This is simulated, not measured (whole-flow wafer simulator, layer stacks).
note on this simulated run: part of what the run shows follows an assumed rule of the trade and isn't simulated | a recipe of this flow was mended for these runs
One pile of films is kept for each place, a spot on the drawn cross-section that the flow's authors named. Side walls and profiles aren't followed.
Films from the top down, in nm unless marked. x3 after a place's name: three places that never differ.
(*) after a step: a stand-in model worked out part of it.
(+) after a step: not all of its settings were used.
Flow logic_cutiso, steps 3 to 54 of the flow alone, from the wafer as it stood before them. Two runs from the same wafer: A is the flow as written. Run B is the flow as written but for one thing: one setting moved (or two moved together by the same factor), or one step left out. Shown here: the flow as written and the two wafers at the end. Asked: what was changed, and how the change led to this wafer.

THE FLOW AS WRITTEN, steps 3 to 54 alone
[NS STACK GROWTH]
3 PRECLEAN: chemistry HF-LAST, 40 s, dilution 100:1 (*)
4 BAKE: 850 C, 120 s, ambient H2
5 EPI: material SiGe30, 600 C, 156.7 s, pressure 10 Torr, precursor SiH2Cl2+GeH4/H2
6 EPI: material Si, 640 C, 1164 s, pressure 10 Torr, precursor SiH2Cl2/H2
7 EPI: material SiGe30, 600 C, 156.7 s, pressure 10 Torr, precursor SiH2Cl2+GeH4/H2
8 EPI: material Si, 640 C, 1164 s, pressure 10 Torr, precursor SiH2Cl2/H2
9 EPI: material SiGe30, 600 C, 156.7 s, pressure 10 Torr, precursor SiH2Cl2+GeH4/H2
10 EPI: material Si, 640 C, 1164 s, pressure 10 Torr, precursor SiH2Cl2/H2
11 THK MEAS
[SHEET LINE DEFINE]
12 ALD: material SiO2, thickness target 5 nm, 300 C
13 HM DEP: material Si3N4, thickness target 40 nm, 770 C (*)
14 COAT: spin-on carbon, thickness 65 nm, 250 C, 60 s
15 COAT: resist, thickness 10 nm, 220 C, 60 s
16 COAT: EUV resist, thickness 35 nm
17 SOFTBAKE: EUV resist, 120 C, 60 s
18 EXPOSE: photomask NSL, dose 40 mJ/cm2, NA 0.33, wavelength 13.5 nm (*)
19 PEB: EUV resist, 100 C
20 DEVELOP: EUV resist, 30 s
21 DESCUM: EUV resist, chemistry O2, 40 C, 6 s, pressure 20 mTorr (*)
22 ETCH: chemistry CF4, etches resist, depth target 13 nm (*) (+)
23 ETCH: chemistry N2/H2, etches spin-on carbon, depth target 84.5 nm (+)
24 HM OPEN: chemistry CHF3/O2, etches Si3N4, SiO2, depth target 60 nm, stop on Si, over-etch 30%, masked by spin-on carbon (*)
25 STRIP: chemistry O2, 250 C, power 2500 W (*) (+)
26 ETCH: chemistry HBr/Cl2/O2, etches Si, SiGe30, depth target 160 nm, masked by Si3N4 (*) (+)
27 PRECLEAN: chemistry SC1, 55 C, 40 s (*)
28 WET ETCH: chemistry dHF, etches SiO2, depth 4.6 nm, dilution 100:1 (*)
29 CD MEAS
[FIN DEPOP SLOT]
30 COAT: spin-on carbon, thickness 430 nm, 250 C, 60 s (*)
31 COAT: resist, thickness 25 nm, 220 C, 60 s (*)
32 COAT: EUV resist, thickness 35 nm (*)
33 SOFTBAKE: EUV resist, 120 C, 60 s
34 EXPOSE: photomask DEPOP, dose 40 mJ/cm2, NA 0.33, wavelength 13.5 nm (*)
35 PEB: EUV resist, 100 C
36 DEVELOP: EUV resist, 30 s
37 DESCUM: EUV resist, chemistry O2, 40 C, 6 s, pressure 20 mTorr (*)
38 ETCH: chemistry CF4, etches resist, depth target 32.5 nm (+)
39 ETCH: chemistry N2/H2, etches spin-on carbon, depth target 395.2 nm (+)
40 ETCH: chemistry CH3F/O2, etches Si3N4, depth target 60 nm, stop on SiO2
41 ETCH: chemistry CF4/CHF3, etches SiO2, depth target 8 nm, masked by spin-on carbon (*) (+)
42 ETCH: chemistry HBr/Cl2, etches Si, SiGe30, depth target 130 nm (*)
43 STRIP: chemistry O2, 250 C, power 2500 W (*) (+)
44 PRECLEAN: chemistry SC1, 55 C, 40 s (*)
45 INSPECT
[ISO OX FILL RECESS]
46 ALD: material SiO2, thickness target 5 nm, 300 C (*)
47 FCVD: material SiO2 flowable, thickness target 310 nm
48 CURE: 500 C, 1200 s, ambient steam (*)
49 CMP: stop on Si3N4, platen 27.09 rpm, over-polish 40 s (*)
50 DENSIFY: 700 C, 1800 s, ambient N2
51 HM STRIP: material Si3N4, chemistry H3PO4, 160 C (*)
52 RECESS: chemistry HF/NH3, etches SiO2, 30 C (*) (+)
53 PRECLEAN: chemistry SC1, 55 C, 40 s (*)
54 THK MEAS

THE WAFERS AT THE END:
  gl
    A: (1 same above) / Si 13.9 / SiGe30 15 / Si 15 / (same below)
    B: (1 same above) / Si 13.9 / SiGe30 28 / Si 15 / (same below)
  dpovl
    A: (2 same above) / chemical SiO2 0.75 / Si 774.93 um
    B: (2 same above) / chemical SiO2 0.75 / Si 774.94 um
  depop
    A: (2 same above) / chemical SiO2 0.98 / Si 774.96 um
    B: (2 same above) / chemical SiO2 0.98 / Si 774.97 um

The cause: step 9, EPI: 635 C was run, where the flow has 600 C.

How the change led to this, step by step:
  9 EPI: material SiGe30, 600 C, 156.7 s, pressure 10 Torr, precursor SiH2Cl2+GeH4/H2
      depop, dpovl, gfld and 19 more: A SiGe30 +15 (new film) | B SiGe30 +28 (new film)
  26 ETCH: chemistry HBr/Cl2/O2, etches Si, SiGe30, depth target 160 nm, masked by Si3N4 (*) (+)
      dpovl, gfld, gxf, iso, isow, lnri, nsgap: A chemical SiO2 -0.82 (all of it), Si -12 (all of it), SiGe30 -15 (all of it), Si -15 (all of it), SiGe30 -15 (all of it), Si -15 (all of it), SiGe30 -15 (all of it), Si -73 | B chemical SiO2 -0.82 (all of it), Si -12 (all of it), SiGe30 -28 (all of it), Si -15 (all of it), SiGe30 -15 (all of it), Si -15 (all of it), SiGe30 -15 (all of it), Si -60
  42 ETCH: chemistry HBr/Cl2, etches Si, SiGe30, depth target 130 nm (*)
      depop: A Si -13.8 (all of it), SiGe30 -15 (all of it), Si -15 (all of it), SiGe30 -15 (all of it), Si -15 (all of it), SiGe30 -15 (all of it), Si -41.2 | B Si -13.8 (all of it), SiGe30 -28 (all of it), Si -15 (all of it), SiGe30 -15 (all of it), Si -15 (all of it), SiGe30 -15 (all of it), Si -28.2
